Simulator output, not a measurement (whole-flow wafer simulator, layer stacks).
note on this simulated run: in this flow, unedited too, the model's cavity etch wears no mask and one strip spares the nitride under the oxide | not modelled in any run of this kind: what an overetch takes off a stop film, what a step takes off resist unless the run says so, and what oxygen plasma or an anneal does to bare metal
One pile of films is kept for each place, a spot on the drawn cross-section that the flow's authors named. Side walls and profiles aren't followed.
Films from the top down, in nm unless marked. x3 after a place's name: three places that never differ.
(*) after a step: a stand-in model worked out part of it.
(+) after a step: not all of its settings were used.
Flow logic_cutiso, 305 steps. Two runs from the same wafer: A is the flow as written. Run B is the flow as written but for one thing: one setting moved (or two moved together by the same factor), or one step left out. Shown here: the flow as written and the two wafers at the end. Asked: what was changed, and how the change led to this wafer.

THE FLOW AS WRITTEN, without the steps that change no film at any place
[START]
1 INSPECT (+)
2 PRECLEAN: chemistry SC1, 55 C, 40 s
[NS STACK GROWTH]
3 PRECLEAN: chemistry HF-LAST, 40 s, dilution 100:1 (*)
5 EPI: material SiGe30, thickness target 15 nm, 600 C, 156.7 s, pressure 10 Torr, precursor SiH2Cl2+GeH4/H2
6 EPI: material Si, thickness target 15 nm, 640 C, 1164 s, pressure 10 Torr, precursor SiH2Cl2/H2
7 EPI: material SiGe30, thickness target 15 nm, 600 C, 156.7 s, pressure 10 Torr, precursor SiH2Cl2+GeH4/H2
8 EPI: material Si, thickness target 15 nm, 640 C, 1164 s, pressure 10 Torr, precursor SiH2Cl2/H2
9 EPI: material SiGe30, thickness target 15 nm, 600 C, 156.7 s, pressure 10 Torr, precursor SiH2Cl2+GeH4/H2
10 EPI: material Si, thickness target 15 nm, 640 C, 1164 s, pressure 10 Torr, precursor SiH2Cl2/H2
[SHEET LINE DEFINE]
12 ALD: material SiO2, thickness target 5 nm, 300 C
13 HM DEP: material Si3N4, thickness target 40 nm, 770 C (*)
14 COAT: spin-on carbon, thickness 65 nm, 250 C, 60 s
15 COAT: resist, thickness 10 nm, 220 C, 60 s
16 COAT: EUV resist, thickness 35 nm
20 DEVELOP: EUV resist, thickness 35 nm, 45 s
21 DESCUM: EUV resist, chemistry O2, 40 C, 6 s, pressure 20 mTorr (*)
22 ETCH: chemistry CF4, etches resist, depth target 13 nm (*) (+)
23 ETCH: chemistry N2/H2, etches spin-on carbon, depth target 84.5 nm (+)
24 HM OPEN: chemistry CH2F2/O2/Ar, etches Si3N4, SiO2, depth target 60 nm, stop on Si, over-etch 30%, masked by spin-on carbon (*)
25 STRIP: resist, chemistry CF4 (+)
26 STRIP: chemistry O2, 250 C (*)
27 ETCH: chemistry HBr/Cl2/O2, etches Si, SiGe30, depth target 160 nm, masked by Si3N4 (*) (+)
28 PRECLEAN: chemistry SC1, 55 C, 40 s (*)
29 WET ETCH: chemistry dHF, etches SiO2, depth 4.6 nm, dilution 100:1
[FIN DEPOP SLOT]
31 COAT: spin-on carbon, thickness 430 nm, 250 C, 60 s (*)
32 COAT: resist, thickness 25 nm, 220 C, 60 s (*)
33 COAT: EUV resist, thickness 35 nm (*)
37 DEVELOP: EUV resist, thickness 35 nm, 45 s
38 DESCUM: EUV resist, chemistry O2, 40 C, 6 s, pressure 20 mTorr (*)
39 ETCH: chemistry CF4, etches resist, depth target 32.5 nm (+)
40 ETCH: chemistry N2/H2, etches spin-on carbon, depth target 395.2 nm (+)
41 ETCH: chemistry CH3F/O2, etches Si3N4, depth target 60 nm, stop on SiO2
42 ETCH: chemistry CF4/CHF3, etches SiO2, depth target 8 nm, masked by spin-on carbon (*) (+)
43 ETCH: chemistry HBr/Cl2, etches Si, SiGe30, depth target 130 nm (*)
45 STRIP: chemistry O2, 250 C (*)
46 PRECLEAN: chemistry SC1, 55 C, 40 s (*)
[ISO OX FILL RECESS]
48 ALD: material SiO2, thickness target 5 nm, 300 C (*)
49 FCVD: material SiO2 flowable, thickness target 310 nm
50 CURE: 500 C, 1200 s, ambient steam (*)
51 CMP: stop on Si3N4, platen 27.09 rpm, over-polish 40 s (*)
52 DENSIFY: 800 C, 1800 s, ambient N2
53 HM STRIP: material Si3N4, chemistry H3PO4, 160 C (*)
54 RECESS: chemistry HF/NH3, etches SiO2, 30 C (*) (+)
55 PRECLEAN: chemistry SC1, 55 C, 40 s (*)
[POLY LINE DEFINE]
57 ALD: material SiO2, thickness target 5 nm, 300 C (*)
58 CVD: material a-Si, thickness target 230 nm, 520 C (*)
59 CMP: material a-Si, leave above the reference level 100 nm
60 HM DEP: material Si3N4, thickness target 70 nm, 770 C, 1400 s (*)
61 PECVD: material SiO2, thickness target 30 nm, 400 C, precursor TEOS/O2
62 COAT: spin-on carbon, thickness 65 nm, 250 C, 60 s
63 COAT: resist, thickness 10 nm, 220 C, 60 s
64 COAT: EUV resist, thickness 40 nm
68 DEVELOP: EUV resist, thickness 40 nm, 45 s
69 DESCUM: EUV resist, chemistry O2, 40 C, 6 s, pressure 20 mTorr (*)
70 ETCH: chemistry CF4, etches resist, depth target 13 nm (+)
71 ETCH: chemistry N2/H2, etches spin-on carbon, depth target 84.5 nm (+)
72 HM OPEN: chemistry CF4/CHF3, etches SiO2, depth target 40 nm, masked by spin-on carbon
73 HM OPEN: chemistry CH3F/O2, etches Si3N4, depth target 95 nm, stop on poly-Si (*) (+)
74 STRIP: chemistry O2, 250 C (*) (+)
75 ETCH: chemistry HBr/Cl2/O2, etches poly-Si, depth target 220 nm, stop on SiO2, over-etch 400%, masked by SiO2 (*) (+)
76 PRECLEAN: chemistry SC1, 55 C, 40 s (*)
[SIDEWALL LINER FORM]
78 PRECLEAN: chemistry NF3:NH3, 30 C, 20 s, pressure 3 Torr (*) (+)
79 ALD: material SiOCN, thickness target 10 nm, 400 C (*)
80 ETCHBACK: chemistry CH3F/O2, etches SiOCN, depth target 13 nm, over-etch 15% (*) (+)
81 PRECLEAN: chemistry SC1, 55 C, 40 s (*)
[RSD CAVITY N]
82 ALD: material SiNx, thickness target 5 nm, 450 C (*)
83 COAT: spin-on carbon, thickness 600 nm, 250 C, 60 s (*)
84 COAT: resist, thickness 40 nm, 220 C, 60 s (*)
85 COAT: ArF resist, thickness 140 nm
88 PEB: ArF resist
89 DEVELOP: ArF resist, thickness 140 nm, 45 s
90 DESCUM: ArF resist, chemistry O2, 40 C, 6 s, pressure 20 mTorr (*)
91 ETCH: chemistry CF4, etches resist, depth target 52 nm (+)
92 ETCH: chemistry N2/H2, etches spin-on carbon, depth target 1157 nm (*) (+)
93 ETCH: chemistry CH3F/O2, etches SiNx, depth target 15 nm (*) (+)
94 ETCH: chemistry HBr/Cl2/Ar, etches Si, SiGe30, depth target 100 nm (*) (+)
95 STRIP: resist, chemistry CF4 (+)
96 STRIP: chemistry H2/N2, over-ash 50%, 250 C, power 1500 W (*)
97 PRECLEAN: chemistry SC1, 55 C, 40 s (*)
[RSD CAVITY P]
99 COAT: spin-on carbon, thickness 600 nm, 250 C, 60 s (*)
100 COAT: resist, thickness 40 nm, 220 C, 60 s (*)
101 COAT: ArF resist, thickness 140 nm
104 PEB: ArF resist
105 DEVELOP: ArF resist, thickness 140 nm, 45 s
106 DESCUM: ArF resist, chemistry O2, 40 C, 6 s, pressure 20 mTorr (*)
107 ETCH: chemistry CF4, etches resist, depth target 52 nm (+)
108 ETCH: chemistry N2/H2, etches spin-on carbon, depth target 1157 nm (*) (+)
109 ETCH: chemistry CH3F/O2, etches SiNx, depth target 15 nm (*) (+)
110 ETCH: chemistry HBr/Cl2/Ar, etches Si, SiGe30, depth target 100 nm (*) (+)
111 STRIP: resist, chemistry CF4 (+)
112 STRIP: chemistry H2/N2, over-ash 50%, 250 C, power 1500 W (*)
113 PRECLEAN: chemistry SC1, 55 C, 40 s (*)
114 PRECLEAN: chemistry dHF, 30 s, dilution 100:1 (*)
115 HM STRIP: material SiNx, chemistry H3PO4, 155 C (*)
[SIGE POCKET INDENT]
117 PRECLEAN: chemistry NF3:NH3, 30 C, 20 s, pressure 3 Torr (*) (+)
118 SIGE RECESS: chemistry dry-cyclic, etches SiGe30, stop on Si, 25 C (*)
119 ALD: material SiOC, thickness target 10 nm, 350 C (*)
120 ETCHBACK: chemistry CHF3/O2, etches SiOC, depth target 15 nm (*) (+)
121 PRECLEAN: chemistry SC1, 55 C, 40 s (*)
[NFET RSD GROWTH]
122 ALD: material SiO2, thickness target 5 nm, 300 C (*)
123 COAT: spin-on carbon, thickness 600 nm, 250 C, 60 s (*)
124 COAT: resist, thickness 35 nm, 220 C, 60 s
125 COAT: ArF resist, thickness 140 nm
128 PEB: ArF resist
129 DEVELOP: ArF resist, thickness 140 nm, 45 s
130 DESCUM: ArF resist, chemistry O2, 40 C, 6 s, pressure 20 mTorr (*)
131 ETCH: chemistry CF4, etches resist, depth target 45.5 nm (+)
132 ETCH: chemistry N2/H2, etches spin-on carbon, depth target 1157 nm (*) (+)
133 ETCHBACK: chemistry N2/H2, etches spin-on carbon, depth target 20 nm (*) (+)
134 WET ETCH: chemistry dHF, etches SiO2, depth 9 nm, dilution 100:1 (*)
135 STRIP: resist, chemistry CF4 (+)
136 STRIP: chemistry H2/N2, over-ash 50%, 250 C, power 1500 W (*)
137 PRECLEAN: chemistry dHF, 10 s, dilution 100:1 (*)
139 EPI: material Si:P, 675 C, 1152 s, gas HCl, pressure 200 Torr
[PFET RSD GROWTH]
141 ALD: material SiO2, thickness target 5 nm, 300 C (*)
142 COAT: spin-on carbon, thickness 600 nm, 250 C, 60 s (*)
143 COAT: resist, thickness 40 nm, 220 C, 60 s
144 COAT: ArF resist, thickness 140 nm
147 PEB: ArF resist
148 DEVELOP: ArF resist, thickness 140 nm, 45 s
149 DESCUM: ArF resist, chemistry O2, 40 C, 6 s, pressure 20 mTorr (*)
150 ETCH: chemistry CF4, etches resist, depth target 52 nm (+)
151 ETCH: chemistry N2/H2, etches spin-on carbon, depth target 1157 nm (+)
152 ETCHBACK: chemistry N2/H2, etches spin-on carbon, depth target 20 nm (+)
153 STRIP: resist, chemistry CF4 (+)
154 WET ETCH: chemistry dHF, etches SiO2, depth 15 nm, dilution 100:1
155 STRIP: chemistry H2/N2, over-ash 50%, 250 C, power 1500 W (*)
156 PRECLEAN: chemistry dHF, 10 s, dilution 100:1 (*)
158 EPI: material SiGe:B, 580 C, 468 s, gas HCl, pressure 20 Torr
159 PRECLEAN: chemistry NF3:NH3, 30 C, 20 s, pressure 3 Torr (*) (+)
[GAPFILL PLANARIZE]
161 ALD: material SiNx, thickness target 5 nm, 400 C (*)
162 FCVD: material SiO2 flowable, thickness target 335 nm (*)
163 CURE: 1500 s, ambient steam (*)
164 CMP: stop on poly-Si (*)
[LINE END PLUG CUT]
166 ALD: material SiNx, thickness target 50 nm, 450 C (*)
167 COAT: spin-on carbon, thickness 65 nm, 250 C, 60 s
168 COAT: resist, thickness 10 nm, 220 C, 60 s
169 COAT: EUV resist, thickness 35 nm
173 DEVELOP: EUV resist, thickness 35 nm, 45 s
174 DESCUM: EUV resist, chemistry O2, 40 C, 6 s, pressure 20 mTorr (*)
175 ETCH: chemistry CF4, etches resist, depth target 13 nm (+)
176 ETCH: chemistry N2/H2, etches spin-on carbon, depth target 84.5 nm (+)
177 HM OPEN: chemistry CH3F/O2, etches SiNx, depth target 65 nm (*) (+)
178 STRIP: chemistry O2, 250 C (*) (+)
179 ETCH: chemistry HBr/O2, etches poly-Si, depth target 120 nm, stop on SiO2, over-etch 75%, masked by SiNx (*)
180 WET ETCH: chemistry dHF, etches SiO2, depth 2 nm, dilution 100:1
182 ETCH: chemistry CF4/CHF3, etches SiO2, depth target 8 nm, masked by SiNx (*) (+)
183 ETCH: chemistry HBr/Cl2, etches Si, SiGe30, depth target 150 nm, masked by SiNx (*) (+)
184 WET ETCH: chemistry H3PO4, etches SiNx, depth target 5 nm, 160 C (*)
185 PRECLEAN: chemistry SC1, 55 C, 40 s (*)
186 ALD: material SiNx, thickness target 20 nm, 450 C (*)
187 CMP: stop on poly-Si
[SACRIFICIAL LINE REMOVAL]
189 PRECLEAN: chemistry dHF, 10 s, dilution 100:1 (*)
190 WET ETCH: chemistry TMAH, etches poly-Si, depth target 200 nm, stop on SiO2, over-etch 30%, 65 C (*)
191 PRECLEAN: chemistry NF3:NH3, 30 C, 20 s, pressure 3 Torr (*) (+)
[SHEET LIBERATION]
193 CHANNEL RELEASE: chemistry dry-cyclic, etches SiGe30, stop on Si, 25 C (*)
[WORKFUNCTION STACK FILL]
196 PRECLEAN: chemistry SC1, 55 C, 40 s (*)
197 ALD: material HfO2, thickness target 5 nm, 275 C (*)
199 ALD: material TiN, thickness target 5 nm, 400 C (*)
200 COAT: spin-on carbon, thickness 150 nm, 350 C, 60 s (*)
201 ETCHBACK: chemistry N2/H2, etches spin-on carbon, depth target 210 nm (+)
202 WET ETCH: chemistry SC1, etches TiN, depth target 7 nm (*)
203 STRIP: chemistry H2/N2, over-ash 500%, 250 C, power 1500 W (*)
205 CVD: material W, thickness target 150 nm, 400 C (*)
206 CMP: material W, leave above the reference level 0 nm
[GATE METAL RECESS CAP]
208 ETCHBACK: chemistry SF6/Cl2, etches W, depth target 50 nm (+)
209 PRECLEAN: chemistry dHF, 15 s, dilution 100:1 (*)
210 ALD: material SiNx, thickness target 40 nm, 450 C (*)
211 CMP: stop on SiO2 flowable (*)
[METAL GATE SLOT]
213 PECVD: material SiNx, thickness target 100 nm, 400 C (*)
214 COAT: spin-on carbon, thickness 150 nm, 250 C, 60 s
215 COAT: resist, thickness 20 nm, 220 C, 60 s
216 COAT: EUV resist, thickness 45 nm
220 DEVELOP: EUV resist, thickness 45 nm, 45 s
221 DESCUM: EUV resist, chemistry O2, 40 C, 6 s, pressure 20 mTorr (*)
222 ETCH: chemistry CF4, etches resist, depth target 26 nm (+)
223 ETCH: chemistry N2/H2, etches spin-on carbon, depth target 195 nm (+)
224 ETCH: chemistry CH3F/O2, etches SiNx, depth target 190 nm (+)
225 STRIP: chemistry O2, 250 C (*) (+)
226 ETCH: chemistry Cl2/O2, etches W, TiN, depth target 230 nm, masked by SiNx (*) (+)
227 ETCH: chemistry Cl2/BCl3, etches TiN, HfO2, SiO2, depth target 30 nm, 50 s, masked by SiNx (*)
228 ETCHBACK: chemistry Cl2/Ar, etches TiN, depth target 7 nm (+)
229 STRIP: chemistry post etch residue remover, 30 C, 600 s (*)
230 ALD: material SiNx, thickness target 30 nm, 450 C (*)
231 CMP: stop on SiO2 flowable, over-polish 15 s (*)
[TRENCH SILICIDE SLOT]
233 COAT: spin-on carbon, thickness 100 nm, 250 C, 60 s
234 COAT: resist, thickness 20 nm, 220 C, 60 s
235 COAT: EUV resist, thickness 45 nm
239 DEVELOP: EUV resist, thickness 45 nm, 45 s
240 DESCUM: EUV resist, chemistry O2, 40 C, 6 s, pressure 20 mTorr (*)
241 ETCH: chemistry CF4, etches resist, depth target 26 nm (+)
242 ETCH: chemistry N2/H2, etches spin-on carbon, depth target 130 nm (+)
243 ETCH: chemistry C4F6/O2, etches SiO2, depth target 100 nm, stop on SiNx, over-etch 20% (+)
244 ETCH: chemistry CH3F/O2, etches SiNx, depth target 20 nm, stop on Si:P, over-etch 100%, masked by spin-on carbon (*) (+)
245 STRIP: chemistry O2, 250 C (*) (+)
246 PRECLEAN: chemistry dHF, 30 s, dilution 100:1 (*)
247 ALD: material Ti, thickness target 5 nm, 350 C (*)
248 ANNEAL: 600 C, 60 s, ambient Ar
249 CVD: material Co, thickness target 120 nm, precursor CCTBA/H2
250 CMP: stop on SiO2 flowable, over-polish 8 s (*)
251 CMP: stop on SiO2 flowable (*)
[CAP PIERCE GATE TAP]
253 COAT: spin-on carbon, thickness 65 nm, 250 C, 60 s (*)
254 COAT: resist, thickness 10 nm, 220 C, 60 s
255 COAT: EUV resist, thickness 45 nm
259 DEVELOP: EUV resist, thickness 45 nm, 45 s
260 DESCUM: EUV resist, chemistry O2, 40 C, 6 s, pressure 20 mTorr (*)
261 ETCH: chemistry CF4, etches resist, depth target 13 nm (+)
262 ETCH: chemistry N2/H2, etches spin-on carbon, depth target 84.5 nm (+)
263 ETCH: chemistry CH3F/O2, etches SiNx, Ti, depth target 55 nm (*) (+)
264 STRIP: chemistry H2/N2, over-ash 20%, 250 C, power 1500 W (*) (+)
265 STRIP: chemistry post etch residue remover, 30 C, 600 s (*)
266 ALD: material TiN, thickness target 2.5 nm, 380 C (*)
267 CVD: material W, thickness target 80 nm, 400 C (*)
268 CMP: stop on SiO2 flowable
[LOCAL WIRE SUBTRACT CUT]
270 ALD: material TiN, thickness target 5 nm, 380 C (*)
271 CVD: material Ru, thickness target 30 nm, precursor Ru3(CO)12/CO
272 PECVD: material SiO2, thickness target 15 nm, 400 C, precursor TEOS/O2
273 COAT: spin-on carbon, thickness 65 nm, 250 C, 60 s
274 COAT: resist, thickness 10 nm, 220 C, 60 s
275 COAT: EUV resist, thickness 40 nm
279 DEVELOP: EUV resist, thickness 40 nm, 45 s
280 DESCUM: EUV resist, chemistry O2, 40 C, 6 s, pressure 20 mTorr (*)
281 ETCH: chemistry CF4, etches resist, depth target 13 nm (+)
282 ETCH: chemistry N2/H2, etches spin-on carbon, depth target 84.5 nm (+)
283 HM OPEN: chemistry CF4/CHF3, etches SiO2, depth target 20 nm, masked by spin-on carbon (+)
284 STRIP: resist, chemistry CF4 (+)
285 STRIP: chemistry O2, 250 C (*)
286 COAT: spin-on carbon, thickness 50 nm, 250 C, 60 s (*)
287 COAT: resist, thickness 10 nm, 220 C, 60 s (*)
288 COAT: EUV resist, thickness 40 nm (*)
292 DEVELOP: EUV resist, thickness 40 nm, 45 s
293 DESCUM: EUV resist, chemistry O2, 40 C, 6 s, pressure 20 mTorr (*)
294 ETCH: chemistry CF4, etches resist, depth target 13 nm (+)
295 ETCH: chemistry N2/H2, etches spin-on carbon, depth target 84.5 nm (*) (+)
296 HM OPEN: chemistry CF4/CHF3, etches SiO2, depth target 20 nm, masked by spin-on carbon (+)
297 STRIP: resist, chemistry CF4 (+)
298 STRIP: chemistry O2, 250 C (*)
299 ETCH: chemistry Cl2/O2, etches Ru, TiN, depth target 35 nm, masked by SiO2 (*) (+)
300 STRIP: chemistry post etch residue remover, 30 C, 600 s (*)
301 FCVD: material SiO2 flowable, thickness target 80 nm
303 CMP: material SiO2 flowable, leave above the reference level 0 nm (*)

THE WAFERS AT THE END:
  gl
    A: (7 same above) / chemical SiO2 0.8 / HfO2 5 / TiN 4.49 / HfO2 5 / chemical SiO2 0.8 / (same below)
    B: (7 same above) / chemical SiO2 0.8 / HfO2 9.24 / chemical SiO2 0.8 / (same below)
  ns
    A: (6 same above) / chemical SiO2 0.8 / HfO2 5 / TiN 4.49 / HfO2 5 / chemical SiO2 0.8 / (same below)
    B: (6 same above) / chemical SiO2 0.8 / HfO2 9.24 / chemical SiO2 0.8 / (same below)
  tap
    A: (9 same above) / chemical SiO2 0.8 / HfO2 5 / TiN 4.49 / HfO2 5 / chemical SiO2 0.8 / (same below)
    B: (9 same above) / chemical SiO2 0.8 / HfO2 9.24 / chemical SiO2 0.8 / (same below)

The cause: step 9, EPI: thickness target 9.8 nm was run, where the flow has thickness target 15 nm; step 9, EPI: 101.9 s was run, where the flow has 156.7 s.

How the change led to this, step by step:
  9 EPI: material SiGe30, thickness target 15 nm, 600 C, 156.7 s, pressure 10 Torr, precursor SiH2Cl2+GeH4/H2
      depop, dpovl, gfld and 19 more: A SiGe30 +15 (new film) | B SiGe30 +9.76 (new film)
  27 ETCH: chemistry HBr/Cl2/O2, etches Si, SiGe30, depth target 160 nm, masked by Si3N4 (*) (+)
      gfld, gxf, iso, lnri: A chemical SiO2 -0.79 (all of it), Si -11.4 (all of it), SiGe30 -15 (all of it), Si -15 (all of it), SiGe30 -15 (all of it), Si -15 (all of it), SiGe30 -15 (all of it), Si -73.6 | B chemical SiO2 -0.79 (all of it), Si -11.4 (all of it), SiGe30 -9.76 (all of it), Si -15 (all of it), SiGe30 -15 (all of it), Si -15 (all of it), SiGe30 -15 (all of it), Si -78.9
      dpovl, nsgap: A chemical SiO2 -0.79 (all of it), Si -11.8 (all of it), SiGe30 -15 (all of it), Si -15 (all of it), SiGe30 -15 (all of it), Si -15 (all of it), SiGe30 -15 (all of it), Si -73.2 | B chemical SiO2 -0.79 (all of it), Si -11.8 (all of it), SiGe30 -9.76 (all of it), Si -15 (all of it), SiGe30 -15 (all of it), Si -15 (all of it), SiGe30 -15 (all of it), Si -78.5
      (and at 1 more place)
  43 ETCH: chemistry HBr/Cl2, etches Si, SiGe30, depth target 130 nm (*)
      depop: A Si -14 (all of it), SiGe30 -15 (all of it), Si -15 (all of it), SiGe30 -15 (all of it), Si -15 (all of it), SiGe30 -15 (all of it), Si -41 | B Si -14 (all of it), SiGe30 -9.76 (all of it), Si -15 (all of it), SiGe30 -15 (all of it), Si -15 (all of it), SiGe30 -15 (all of it), Si -46.2
  94 ETCH: chemistry HBr/Cl2/Ar, etches Si, SiGe30, depth target 100 nm (*) (+)
      rsdn, rsdx: A chemical SiO2 -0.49 (all of it), Si -12.8 (all of it), SiGe30 -15 (all of it), Si -15 (all of it), SiGe30 -15 (all of it), Si -15 (all of it), SiGe30 -15 (all of it), Si -12.2 | B chemical SiO2 -0.49 (all of it), Si -12.8 (all of it), SiGe30 -9.76 (all of it), Si -15 (all of it), SiGe30 -15 (all of it), Si -15 (all of it), SiGe30 -15 (all of it), Si -17.4
  110 ETCH: chemistry HBr/Cl2/Ar, etches Si, SiGe30, depth target 100 nm (*) (+)
      rsdp, rsdw: A chemical SiO2 -0.49 (all of it), Si -12.8 (all of it), SiGe30 -15 (all of it), Si -15 (all of it), SiGe30 -15 (all of it), Si -15 (all of it), SiGe30 -15 (all of it), Si -12.2 | B chemical SiO2 -0.49 (all of it), Si -12.8 (all of it), SiGe30 -9.76 (all of it), Si -15 (all of it), SiGe30 -15 (all of it), Si -15 (all of it), SiGe30 -15 (all of it), Si -17.4
  118 SIGE RECESS: chemistry dry-cyclic, etches SiGe30, stop on Si, 25 C (*)
      lnr, lnrp, lnrt: A SiOCN -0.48, Si -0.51, cavity +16 (new film), SiGe30 -15 (all of it), Si -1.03, cavity +16 (new film), SiGe30 -15 (all of it), Si -1.03, cavity +16 (new film), SiGe30 -15 (all of it), Si -0.51 | B SiOCN -0.48, Si -0.51, cavity +10.8 (new film), SiGe30 -9.76 (all of it), Si -1.03, cavity +16 (new film), SiGe30 -15 (all of it), Si -1.03, cavity +16 (new film), SiGe30 -15 (all of it), Si -0.51
  119 ALD: material SiOC, thickness target 10 nm, 350 C (*)
      lnr, lnrp, lnrt: A SiOC +10 (new film), SiOC +16 (new film), cavity -16 (all of it), SiOC +16 (new film), cavity -16 (all of it), SiOC +16 (new film), cavity -16 (all of it) | B SiOC +10 (new film), SiOC +10.8 (new film), cavity -10.8 (all of it), SiOC +16 (new film), cavity -16 (all of it), SiOC +16 (new film), cavity -16 (all of it)
  183 ETCH: chemistry HBr/Cl2, etches Si, SiGe30, depth target 150 nm, masked by SiNx (*) (+)
      plug: A Si -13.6 (all of it), SiGe30 -15 (all of it), Si -15 (all of it), SiGe30 -15 (all of it), Si -15 (all of it), SiGe30 -15 (all of it), Si -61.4 | B Si -13.6 (all of it), SiGe30 -9.76 (all of it), Si -15 (all of it), SiGe30 -15 (all of it), Si -15 (all of it), SiGe30 -15 (all of it), Si -66.7
  193 CHANNEL RELEASE: chemistry dry-cyclic, etches SiGe30, stop on Si, 25 C (*)
      gl, glp, gxn, gxp, ns, tap: A chemical SiO2 +0.8 (new film), Si -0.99, chemical SiO2 +0.8 (new film), cavity +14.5 (new film), chemical SiO2 +0.8 (new film), SiGe30 -15 (all of it), Si -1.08, chemical SiO2 +0.8 (new film), cavity +14.5 (new film), chemical SiO2 +0.8 (new film), SiGe30 -15 (all of it), Si -1.08, chemical SiO2 +0.8 (new film), cavity +14.5 (new film), chemical SiO2 +0.8 (new film), SiGe30 -15 (all of it), Si -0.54 | B chemical SiO2 +0.8 (new film), Si -0.99, chemical SiO2 +0.8 (new film), cavity +9.24 (new film), chemical SiO2 +0.8 (new film), SiGe30 -9.76 (all of it), Si -1.08, chemical SiO2 +0.8 (new film), cavity +14.5 (new film), chemical SiO2 +0.8 (new film), SiGe30 -15 (all of it), Si -1.08, chemical SiO2 +0.8 (new film), cavity +14.5 (new film), chemical SiO2 +0.8 (new film), SiGe30 -15 (all of it), Si -0.54
  197 ALD: material HfO2, thickness target 5 nm, 275 C (*)
      gl, glp, gxn, gxp, ns, tap: A HfO2 +5 (new film), HfO2 +5 (new film), cavity -10, HfO2 +5 (new film), HfO2 +5 (new film), cavity -10, HfO2 +5 (new film), HfO2 +5 (new film), cavity -10, HfO2 +5 (new film) | B HfO2 +5 (new film), HfO2 +9.24 (new film), cavity -9.24 (all of it), HfO2 +5 (new film), cavity -10, HfO2 +5 (new film), HfO2 +5 (new film), cavity -10, HfO2 +5 (new film)
  199 ALD: material TiN, thickness target 5 nm, 400 C (*)
      gl, glp, tap: A TiN +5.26 (new film), TiN +4.49 (new film), cavity -4.49 (all of it), TiN +4.49 (new film), cavity -4.49 (all of it), TiN +4.49 (new film), cavity -4.49 (all of it) | B TiN +5.26 (new film), TiN +4.49 (new film), cavity -4.49 (all of it), TiN +4.49 (new film), cavity -4.49 (all of it)
      gxn, gxp, ns: A TiN +5 (new film), TiN +4.49 (new film), cavity -4.49 (all of it), TiN +4.49 (new film), cavity -4.49 (all of it), TiN +4.49 (new film), cavity -4.49 (all of it) | B TiN +5 (new film), TiN +4.49 (new film), cavity -4.49 (all of it), TiN +4.49 (new film), cavity -4.49 (all of it)
Counting metal films that touch as one body, gl has 3 bodies (between them, from the top down: HfO2 5 / chemical SiO2 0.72 / Si 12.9 / chemical SiO2 0.8 / HfO2 9.24 / chemical SiO2 0.8 / Si 13.9 / chemical SiO2 0.8 / HfO2 5; HfO2 5 / chemical SiO2 0.8 / Si 13.9 / chemical SiO2 0.8 / HfO2 5); the flow as written gives 4 bodies (between them, from the top down: HfO2 5 / chemical SiO2 0.72 / Si 12.9 / chemical SiO2 0.8 / HfO2 5; HfO2 5 / chemical SiO2 0.8 / Si 13.9 / chemical SiO2 0.8 / HfO2 5; HfO2 5 / chemical SiO2 0.8 / Si 13.9 / chemical SiO2 0.8 / HfO2 5).
Counting metal films that touch as one body, ns has 3 bodies (between them, from the top down: HfO2 5 / chemical SiO2 0.72 / Si 12.9 / chemical SiO2 0.8 / HfO2 9.24 / chemical SiO2 0.8 / Si 13.9 / chemical SiO2 0.8 / HfO2 5; HfO2 5 / chemical SiO2 0.8 / Si 13.9 / chemical SiO2 0.8 / HfO2 5); the flow as written gives 4 bodies (between them, from the top down: HfO2 5 / chemical SiO2 0.72 / Si 12.9 / chemical SiO2 0.8 / HfO2 5; HfO2 5 / chemical SiO2 0.8 / Si 13.9 / chemical SiO2 0.8 / HfO2 5; HfO2 5 / chemical SiO2 0.8 / Si 13.9 / chemical SiO2 0.8 / HfO2 5).
Counting metal films that touch as one body, tap has 3 bodies (between them, from the top down: HfO2 5 / chemical SiO2 0.72 / Si 12.9 / chemical SiO2 0.8 / HfO2 9.24 / chemical SiO2 0.8 / Si 13.9 / chemical SiO2 0.8 / HfO2 5; HfO2 5 / chemical SiO2 0.8 / Si 13.9 / chemical SiO2 0.8 / HfO2 5); the flow as written gives 4 bodies (between them, from the top down: HfO2 5 / chemical SiO2 0.72 / Si 12.9 / chemical SiO2 0.8 / HfO2 5; HfO2 5 / chemical SiO2 0.8 / Si 13.9 / chemical SiO2 0.8 / HfO2 5; HfO2 5 / chemical SiO2 0.8 / Si 13.9 / chemical SiO2 0.8 / HfO2 5).
